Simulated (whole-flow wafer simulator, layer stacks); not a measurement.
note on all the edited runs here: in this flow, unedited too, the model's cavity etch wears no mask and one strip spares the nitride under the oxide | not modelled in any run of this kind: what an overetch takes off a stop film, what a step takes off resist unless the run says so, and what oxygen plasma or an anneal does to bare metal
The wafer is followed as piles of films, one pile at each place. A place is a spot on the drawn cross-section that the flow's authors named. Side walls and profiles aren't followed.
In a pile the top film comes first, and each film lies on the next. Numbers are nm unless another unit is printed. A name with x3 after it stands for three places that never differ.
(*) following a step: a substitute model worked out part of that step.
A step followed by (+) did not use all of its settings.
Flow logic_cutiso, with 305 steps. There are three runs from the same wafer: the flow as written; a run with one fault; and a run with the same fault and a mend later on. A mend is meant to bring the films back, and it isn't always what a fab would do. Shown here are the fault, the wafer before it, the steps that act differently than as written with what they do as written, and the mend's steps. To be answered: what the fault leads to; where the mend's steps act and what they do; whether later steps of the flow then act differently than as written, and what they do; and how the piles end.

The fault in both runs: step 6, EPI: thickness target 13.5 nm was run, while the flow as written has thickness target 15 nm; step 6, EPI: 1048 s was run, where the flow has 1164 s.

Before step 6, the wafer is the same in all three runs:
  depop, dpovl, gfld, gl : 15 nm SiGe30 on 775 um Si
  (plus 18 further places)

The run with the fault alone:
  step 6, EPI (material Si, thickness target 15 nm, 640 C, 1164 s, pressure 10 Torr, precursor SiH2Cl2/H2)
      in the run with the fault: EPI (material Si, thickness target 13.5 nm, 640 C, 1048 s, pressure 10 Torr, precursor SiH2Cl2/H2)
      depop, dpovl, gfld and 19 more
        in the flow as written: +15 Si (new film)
        in the run with the fault: +13.5 Si (new film)
  Steps later in the flow that act otherwise than as written (not shown: 2 more steps that differ only slightly, by at most 2% or 0.5 nm, whichever is larger):
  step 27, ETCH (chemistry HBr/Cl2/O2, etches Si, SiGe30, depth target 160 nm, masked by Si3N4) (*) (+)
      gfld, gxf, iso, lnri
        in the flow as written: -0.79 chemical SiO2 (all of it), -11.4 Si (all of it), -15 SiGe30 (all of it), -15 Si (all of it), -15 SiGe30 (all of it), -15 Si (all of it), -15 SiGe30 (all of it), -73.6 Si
        in the run with the fault: -0.79 chemical SiO2 (all of it), -11.4 Si (all of it), -15 SiGe30 (all of it), -15 Si (all of it), -15 SiGe30 (all of it), -13.5 Si (all of it), -15 SiGe30 (all of it), -75.1 Si
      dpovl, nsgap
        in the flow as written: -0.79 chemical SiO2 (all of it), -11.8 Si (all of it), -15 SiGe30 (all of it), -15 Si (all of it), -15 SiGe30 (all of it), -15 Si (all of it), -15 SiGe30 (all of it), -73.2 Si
        in the run with the fault: -0.79 chemical SiO2 (all of it), -11.8 Si (all of it), -15 SiGe30 (all of it), -15 Si (all of it), -15 SiGe30 (all of it), -13.5 Si (all of it), -15 SiGe30 (all of it), -74.7 Si
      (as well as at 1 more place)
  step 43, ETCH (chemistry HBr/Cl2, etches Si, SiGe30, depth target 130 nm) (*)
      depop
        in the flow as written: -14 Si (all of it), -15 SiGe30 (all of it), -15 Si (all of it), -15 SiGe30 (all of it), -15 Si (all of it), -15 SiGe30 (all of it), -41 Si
        in the run with the fault: -14 Si (all of it), -15 SiGe30 (all of it), -15 Si (all of it), -15 SiGe30 (all of it), -13.5 Si (all of it), -15 SiGe30 (all of it), -42.5 Si
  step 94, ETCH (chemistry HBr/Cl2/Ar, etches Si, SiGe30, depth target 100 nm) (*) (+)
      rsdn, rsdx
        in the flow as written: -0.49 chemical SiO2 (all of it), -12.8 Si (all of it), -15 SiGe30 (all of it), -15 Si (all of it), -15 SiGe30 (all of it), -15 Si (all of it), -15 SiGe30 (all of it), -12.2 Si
        in the run with the fault: -0.49 chemical SiO2 (all of it), -12.8 Si (all of it), -15 SiGe30 (all of it), -15 Si (all of it), -15 SiGe30 (all of it), -13.5 Si (all of it), -15 SiGe30 (all of it), -13.7 Si
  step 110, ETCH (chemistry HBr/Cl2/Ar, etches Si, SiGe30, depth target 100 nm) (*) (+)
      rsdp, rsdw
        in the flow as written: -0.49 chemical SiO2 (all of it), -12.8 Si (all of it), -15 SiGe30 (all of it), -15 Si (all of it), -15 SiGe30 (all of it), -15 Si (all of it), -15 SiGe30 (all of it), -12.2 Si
        in the run with the fault: -0.49 chemical SiO2 (all of it), -12.8 Si (all of it), -15 SiGe30 (all of it), -15 Si (all of it), -15 SiGe30 (all of it), -13.5 Si (all of it), -15 SiGe30 (all of it), -13.7 Si
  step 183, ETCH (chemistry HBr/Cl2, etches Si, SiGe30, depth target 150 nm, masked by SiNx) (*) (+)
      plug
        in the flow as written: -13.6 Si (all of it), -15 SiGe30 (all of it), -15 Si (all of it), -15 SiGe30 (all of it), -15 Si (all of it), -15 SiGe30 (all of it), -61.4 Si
        in the run with the fault: -13.6 Si (all of it), -15 SiGe30 (all of it), -15 Si (all of it), -15 SiGe30 (all of it), -13.5 Si (all of it), -15 SiGe30 (all of it), -62.9 Si
  The piles end different from the flow's at gl, glp, gxn and 6 more by more than 2% or 0.5 nm, whichever is larger.
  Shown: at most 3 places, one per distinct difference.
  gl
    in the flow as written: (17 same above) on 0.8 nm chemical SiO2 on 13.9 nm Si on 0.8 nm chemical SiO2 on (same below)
    in the run with the fault: (17 same above) on 0.8 nm chemical SiO2 on 12.4 nm Si on 0.8 nm chemical SiO2 on (same below)
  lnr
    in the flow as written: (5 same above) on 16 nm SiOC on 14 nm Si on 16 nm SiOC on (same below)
    in the run with the fault: (5 same above) on 16 nm SiOC on 12.5 nm Si on 16 nm SiOC on (same below)
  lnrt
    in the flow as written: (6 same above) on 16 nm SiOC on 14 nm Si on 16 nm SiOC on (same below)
    in the run with the fault: (6 same above) on 16 nm SiOC on 12.5 nm Si on 16 nm SiOC on (same below)

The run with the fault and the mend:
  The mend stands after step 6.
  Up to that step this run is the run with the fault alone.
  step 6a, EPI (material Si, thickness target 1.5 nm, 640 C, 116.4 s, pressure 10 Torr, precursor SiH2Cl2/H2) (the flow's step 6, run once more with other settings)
      depop, dpovl, gfld and 19 more
        +1.5 Si
  Later steps of the flow that are run all act as written at every place that is followed.
  At every place that both follow, the piles at the end match the flow's.
